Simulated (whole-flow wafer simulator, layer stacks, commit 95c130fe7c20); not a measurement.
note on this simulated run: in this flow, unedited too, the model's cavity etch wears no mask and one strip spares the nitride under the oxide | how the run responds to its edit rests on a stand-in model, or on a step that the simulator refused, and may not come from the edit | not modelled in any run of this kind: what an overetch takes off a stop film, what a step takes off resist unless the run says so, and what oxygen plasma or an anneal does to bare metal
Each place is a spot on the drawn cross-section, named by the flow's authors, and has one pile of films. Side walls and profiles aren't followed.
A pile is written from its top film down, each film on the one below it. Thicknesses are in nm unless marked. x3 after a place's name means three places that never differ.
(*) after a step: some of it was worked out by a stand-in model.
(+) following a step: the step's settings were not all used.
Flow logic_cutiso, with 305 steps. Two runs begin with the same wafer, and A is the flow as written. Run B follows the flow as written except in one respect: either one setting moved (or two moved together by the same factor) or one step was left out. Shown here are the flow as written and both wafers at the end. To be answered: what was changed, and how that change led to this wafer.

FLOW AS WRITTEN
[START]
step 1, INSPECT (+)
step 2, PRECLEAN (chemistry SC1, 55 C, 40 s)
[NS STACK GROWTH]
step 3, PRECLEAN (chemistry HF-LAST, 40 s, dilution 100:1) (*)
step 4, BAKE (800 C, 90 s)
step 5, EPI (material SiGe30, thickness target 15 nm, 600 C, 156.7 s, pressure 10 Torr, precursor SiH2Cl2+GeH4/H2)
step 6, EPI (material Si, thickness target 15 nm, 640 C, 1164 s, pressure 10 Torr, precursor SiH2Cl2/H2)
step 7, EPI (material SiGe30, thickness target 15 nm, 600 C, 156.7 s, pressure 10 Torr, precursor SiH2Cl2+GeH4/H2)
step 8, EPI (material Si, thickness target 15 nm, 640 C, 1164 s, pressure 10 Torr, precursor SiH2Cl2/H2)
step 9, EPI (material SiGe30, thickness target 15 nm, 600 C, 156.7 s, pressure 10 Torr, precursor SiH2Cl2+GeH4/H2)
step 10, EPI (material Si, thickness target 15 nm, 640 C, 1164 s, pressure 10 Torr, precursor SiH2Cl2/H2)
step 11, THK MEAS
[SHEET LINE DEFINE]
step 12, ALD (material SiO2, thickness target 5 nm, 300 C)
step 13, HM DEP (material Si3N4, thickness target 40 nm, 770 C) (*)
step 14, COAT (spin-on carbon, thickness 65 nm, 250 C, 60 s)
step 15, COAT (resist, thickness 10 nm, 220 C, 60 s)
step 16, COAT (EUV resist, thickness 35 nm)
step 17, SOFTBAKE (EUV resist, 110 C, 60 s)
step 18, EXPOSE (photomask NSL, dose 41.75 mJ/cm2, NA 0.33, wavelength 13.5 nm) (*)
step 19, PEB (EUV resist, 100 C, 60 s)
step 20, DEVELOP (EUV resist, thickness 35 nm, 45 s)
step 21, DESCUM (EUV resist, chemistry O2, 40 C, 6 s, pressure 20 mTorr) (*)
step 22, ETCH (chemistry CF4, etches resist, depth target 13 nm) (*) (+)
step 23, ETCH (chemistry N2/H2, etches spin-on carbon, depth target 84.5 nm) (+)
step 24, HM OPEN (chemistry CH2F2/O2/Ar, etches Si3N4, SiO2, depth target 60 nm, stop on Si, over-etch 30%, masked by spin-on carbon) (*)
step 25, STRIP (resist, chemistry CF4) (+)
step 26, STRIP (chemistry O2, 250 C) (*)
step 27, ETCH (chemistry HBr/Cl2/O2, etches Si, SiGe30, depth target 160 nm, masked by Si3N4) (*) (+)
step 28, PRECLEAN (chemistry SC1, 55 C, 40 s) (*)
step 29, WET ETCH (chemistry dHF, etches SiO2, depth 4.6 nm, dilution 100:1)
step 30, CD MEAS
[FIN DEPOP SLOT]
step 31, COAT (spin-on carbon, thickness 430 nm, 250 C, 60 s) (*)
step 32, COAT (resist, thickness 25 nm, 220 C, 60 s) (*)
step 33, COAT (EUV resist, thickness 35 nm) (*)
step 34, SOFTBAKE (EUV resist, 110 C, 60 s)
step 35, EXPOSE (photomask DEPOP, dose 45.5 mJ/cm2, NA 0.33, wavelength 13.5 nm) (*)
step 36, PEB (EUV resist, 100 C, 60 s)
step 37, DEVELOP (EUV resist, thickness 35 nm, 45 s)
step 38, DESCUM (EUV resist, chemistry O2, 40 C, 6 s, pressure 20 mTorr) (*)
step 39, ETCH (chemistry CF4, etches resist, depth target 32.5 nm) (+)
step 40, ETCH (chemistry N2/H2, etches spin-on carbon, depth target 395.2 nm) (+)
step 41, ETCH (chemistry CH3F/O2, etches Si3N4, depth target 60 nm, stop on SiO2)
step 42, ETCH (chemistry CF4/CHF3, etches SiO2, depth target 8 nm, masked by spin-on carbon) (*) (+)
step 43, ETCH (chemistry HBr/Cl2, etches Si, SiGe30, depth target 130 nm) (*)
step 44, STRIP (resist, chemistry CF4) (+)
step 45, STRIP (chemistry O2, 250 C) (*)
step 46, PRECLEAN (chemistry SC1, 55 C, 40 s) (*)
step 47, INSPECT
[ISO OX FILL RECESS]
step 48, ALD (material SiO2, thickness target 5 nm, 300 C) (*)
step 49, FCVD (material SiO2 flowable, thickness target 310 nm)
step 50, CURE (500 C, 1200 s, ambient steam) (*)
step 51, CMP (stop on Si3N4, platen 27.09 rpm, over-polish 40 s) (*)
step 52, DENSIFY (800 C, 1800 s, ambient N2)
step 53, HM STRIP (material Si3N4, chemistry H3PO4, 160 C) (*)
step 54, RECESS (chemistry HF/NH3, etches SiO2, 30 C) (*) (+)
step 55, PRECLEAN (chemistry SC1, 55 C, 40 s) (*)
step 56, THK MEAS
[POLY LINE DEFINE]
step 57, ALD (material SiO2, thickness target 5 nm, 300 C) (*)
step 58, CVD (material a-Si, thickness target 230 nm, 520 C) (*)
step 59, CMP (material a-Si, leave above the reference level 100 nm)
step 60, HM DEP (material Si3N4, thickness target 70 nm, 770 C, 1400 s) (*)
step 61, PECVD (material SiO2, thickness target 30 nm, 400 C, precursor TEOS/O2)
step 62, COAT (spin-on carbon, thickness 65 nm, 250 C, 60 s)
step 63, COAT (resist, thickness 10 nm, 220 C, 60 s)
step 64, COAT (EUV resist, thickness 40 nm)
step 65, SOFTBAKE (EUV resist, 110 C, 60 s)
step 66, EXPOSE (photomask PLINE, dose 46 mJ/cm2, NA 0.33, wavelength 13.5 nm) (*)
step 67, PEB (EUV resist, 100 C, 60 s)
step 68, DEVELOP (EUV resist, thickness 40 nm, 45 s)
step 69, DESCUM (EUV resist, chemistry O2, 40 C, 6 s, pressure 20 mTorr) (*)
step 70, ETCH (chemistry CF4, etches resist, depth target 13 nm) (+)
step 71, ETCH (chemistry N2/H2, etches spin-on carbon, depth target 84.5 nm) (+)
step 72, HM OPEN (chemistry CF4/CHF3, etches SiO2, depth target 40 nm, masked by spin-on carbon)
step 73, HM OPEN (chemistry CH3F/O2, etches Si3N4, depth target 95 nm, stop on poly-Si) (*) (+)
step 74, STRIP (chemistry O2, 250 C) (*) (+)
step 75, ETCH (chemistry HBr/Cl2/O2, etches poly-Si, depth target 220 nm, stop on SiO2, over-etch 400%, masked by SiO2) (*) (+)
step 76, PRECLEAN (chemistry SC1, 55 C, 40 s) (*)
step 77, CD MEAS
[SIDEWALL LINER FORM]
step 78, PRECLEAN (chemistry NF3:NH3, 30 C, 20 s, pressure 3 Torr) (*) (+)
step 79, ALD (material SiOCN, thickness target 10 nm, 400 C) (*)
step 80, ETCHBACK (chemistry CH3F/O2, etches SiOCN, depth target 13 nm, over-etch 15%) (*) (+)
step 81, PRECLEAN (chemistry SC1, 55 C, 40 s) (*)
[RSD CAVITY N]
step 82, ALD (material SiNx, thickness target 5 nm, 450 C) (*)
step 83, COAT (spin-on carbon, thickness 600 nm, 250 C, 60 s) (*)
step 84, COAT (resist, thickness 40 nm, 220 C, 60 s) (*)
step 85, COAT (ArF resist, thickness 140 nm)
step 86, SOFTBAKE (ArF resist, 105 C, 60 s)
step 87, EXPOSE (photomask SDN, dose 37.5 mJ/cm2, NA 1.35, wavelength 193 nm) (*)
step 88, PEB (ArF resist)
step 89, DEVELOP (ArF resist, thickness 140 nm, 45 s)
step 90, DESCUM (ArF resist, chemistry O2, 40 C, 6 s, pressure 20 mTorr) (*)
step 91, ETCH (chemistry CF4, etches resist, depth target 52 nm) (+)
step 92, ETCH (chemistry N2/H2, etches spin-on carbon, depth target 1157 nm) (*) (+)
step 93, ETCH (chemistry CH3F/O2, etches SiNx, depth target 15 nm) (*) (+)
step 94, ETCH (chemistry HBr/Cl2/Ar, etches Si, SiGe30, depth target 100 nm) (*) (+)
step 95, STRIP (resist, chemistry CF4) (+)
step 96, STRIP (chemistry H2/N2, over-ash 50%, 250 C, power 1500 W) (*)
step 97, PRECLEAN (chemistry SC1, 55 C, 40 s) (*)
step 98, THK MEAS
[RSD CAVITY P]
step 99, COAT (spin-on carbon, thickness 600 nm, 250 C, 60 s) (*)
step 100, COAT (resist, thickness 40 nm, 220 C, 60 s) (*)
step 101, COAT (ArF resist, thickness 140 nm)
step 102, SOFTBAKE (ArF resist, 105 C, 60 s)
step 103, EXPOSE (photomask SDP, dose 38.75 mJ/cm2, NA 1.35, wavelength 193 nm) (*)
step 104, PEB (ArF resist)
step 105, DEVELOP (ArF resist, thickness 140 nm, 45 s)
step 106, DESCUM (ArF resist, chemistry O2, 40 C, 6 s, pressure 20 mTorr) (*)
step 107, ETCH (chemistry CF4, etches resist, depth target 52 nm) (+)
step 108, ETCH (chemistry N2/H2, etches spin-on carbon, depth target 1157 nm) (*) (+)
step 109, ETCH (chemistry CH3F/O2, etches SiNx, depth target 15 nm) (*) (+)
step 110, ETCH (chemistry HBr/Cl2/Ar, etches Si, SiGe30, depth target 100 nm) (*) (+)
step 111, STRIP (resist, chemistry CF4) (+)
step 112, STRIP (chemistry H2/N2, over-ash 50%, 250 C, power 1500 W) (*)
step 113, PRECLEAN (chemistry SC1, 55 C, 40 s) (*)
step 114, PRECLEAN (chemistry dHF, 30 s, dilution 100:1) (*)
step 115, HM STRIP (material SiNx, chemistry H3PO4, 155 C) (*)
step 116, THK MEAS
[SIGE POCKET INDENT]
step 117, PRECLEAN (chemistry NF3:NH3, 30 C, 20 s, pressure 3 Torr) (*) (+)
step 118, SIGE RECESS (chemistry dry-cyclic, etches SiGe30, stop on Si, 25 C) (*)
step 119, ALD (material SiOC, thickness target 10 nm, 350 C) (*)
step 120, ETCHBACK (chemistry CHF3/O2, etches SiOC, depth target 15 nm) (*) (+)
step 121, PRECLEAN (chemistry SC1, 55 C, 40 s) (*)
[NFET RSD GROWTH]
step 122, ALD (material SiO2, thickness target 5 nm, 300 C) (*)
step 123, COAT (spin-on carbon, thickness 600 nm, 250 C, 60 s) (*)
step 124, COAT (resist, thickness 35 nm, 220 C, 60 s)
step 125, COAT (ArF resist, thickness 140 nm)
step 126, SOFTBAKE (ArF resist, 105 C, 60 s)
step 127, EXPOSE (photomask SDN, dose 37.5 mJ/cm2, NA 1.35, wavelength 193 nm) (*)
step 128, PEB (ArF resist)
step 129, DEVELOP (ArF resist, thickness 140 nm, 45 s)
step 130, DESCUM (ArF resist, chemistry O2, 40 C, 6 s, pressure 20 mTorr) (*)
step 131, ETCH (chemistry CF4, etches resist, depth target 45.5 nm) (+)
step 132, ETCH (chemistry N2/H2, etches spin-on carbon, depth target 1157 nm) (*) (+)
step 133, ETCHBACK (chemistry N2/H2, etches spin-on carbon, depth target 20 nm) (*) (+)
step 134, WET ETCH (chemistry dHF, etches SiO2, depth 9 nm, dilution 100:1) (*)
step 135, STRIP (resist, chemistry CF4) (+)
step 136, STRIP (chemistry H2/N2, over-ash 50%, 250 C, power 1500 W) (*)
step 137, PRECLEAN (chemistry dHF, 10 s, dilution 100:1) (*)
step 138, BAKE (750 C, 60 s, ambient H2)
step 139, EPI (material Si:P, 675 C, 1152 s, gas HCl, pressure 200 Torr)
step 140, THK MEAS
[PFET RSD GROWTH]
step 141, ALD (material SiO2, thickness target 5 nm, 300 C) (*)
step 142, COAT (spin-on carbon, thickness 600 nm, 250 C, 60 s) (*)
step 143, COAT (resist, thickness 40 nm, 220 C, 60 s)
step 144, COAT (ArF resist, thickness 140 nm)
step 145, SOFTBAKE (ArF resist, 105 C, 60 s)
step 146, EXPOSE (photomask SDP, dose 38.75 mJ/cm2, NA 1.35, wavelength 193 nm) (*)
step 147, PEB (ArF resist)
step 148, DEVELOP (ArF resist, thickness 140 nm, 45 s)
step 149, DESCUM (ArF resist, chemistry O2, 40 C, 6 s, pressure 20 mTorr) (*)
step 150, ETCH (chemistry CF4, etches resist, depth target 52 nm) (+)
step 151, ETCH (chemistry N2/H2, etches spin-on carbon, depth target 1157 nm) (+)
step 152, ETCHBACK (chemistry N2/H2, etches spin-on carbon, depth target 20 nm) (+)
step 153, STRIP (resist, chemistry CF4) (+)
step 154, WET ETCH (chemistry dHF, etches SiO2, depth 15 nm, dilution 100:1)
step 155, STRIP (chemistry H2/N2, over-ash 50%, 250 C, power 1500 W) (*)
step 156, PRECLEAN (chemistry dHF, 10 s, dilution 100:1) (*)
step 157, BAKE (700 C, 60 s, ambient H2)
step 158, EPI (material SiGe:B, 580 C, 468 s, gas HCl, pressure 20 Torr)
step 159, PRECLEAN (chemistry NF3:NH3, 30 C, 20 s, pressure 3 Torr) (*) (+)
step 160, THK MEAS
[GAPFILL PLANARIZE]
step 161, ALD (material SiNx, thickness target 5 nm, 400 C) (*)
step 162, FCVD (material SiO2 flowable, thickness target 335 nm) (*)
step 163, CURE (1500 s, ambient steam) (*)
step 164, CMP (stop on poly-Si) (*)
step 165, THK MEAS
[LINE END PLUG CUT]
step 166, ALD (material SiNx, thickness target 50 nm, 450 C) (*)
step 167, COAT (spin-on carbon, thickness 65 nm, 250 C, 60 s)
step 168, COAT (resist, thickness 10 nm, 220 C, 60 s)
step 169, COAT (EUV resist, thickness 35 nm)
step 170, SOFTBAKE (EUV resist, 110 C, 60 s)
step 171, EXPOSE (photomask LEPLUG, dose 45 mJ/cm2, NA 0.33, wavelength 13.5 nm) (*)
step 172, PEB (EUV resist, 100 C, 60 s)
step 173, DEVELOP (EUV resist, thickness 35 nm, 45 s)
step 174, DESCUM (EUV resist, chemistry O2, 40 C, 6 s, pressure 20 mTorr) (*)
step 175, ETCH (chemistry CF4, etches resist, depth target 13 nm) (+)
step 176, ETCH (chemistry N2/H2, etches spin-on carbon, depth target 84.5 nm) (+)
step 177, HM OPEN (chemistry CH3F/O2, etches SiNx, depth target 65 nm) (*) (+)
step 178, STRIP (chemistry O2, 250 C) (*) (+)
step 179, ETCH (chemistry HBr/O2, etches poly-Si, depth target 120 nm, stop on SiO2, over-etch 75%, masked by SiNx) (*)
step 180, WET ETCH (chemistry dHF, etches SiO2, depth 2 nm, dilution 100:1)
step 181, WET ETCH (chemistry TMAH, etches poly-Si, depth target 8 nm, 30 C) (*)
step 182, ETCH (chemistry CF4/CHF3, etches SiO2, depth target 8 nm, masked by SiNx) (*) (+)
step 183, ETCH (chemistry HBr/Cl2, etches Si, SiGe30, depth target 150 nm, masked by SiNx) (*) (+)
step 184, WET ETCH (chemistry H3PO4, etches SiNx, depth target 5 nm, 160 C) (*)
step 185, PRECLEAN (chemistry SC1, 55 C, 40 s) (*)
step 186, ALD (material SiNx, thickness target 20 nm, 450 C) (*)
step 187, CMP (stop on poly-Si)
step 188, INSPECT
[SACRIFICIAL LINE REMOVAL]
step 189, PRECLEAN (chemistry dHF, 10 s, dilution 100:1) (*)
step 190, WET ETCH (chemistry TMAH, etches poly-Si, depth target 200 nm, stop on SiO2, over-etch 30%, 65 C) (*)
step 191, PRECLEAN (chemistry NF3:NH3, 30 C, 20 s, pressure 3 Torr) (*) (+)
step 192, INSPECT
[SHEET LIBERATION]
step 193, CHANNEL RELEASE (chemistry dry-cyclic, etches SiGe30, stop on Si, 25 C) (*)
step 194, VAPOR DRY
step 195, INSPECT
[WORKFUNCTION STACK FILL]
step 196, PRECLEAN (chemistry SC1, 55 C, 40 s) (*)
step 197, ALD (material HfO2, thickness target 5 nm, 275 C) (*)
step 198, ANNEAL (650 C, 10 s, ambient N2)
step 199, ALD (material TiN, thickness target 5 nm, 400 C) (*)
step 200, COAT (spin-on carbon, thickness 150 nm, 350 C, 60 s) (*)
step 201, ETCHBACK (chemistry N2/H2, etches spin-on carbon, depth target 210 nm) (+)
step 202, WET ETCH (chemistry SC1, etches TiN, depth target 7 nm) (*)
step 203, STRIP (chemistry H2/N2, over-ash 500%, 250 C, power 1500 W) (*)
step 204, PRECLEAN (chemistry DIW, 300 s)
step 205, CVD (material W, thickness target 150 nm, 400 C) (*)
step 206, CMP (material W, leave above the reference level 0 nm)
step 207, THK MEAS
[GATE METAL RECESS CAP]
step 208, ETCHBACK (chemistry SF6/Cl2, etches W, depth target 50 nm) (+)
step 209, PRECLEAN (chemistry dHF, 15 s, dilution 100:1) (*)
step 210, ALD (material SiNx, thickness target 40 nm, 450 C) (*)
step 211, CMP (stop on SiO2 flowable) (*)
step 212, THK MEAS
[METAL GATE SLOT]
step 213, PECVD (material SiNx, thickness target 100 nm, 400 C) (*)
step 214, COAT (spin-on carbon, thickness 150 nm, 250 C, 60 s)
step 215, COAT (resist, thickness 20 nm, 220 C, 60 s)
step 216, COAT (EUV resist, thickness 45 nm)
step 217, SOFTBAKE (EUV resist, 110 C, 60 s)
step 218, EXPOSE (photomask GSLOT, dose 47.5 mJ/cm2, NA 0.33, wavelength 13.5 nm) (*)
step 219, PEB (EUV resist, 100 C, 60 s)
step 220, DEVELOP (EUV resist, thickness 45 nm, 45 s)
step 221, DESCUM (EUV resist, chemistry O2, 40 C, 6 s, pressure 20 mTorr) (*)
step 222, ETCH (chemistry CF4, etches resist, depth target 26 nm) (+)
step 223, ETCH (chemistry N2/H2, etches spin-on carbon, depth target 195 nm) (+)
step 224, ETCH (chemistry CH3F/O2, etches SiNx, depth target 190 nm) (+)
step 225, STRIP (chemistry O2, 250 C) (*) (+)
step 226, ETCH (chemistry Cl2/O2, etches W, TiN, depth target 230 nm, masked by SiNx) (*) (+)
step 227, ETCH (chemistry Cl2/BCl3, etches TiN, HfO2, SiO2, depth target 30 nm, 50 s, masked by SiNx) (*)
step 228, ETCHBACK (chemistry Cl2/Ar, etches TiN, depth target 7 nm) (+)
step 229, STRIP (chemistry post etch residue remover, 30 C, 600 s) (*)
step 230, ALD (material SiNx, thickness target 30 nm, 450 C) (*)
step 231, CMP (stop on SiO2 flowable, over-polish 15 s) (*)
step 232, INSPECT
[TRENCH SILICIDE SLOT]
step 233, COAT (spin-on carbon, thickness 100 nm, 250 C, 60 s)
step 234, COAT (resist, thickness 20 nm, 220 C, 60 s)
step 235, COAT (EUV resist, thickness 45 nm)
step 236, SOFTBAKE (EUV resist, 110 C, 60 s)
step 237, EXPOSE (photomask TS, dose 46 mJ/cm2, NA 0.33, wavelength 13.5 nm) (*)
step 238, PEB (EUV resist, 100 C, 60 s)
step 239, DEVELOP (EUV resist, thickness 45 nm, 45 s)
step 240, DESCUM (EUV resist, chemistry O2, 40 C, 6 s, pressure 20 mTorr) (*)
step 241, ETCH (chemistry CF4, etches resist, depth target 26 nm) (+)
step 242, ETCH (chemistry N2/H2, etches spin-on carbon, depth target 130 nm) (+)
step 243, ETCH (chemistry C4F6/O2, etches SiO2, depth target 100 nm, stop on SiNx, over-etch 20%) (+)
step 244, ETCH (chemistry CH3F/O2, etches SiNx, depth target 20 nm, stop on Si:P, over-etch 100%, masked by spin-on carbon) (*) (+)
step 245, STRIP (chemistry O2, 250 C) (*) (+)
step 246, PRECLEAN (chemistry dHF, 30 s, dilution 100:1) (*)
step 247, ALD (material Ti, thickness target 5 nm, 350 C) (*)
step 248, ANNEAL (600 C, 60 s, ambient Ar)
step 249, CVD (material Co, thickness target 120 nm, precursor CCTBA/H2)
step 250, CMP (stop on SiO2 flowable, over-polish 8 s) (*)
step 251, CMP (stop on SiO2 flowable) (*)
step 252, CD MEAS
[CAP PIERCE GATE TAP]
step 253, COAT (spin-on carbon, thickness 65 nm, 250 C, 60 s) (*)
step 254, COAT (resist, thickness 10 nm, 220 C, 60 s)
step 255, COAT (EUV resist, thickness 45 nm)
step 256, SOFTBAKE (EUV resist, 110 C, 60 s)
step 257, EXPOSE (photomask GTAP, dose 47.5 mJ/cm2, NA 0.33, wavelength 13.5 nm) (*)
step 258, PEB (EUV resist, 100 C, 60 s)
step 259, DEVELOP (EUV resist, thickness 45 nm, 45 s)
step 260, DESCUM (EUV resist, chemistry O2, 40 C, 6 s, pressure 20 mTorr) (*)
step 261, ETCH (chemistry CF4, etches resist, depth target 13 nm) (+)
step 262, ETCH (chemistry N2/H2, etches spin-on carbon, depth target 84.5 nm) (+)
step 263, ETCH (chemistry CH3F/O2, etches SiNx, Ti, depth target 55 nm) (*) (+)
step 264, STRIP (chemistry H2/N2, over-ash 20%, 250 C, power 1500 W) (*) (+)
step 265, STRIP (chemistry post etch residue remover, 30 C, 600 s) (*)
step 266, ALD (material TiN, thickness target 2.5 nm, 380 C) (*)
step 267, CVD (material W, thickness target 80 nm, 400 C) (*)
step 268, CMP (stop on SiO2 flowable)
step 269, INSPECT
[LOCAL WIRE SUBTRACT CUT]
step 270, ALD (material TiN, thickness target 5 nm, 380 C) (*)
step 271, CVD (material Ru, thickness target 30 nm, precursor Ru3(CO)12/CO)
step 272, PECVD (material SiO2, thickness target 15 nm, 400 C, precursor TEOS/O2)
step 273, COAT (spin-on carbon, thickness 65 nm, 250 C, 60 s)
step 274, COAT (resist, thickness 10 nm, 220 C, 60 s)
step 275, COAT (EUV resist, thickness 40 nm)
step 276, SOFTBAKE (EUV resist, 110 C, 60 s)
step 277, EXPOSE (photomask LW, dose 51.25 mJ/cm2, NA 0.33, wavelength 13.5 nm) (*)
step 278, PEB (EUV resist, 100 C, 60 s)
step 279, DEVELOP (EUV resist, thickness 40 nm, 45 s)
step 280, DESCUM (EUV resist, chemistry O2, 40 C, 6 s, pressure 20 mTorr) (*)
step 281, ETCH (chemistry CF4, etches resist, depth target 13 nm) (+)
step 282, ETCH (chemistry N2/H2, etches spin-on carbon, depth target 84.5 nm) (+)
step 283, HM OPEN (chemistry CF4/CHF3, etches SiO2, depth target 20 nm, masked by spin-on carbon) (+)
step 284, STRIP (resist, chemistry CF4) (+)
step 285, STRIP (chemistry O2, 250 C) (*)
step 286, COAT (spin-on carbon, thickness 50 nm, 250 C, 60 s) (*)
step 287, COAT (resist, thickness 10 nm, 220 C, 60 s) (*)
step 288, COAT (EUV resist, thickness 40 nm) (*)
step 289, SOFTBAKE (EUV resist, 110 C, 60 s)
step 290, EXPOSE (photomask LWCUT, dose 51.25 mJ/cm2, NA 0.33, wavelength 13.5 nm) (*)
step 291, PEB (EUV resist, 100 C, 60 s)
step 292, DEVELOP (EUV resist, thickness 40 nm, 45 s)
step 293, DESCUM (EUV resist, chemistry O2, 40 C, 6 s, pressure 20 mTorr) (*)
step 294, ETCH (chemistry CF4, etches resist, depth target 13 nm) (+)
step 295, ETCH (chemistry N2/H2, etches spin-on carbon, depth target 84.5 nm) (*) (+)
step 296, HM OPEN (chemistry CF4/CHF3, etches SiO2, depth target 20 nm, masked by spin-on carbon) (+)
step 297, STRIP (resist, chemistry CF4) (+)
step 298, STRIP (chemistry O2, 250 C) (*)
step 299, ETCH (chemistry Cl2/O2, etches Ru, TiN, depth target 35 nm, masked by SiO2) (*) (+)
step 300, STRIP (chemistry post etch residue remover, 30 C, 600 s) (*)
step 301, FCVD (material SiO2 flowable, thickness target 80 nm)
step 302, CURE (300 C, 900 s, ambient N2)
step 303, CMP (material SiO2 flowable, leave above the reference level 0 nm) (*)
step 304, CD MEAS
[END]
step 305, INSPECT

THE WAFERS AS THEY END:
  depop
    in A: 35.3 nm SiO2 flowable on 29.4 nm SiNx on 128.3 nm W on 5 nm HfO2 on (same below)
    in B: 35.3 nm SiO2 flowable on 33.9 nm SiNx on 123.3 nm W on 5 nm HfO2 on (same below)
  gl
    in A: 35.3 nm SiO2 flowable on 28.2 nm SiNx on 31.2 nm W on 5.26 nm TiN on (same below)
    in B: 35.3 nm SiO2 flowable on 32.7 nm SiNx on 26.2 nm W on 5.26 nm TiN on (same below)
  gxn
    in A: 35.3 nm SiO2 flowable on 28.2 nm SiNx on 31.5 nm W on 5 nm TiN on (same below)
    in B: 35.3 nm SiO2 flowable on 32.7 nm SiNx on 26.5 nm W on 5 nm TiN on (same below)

Cause: step 208, ETCHBACK: depth target 55 nm was run, whereas the flow has depth target 50 nm.

Step by step, how the change led to this:
  step 208, ETCHBACK (chemistry SF6/Cl2, etches W, depth target 50 nm) (+)
      depop, dpovl, gfld and 9 more: A W loses 50 | B W loses 55
      lnr, lnri, lnrp, lnrt: A SiOCN loses 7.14 | B SiOCN loses 7.86
      (and at 1 other place as well)
  step 210, ALD (material SiNx, thickness target 40 nm, 450 C) (*)
      gfld, gl, glp, gxf, gxn, gxp, tap: A SiNx gains 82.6 (new film) | B SiNx gains 86.9 (new film)
  step 211, CMP (stop on SiO2 flowable) (*)
      depop, dpovl, isow, ns, nsgap: A SiNx loses 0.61 | B nothing
  step 224, ETCH (chemistry CH3F/O2, etches SiNx, depth target 190 nm) (+)
      gfld: A SiNx loses 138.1 (all of it), W loses 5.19 | B SiNx loses 142.6 (all of it), W loses 4.74
  step 226, ETCH (chemistry Cl2/O2, etches W, TiN, depth target 230 nm, masked by SiNx) (*) (+)
      depop, dpovl, gl and 18 more: A SiNx loses 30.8 | B SiNx loses 29.6
      gfld: A W loses 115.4 (all of it), TiN loses 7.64 (all of it), HfO2 loses 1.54 | B W loses 110.9 (all of it), TiN loses 7.64 (all of it), HfO2 loses 1.48
  step 231, CMP (stop on SiO2 flowable, over-polish 15 s) (*)
      depop, dpovl, isow, ns, nsgap: A SiNx loses 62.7 | B SiNx loses 60
  step 246, PRECLEAN (chemistry dHF, 30 s, dilution 100:1) (*)
      depop, dpovl, isow, ns, nsgap: A SiNx loses 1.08 | B SiNx loses 0.52
  step 251, CMP (stop on SiO2 flowable) (*)
      rsdx: A Ti loses 5 (all of it) | B Ti loses 4.24
      gfld, gl, glp, gxf, gxn, gxp, plug, tap: A SiNx loses 5 | B SiNx loses 4.44
      (and at 7 other places as well)
  step 263, ETCH (chemistry CH3F/O2, etches SiNx, Ti, depth target 55 nm) (*) (+)
      glp, lnrp, lnrt, plug, rsdn, rsdp, rsdw: A resist loses 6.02 (all of it), spin-on carbon loses 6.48 | B resist loses 6.02 (all of it), spin-on carbon loses 10.1
      depop, dpovl, gl, isow, ns, nsgap: A resist loses 6.03 (all of it), spin-on carbon loses 6.46 | B resist loses 6.03 (all of it), spin-on carbon loses 10.1
      (and at 9 other places as well)
  step 264, STRIP (chemistry H2/N2, over-ash 20%, 250 C, power 1500 W) (*) (+)
      gfld, gl, glp and 11 more: A spin-on carbon loses 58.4 (all of it) | B spin-on carbon loses 54.8 (all of it)
      depop, dpovl, isow, ns, nsgap: A spin-on carbon loses 58.5 (all of it) | B spin-on carbon loses 54.9 (all of it)
      (and at 2 other places as well)
  step 265, STRIP (chemistry post etch residue remover, 30 C, 600 s) (*)
      rsdx: A nothing | B Ti loses 0.76 (all of it)
  step 267, CVD (material W, thickness target 80 nm, 400 C) (*)
      tap: A W gains 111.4 (new film) | B W gains 116.8 (new film)
  step 268, CMP (stop on SiO2 flowable)
      depop, dpovl, gfld and 9 more: A W loses 80.2 (all of it), TiN loses 2.5 (all of it), SiNx loses 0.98 | B W loses 80.2 (all of it), TiN loses 2.5 (all of it), SiNx loses 1.54
      lnr, lnri, lnrp, lnrt: A W loses 80 (all of it), TiN loses 2.5 (all of it), SiOCN loses 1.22 | B W loses 80 (all of it), TiN loses 2.5 (all of it), SiOCN loses 1.78
      (and at 3 other places as well)
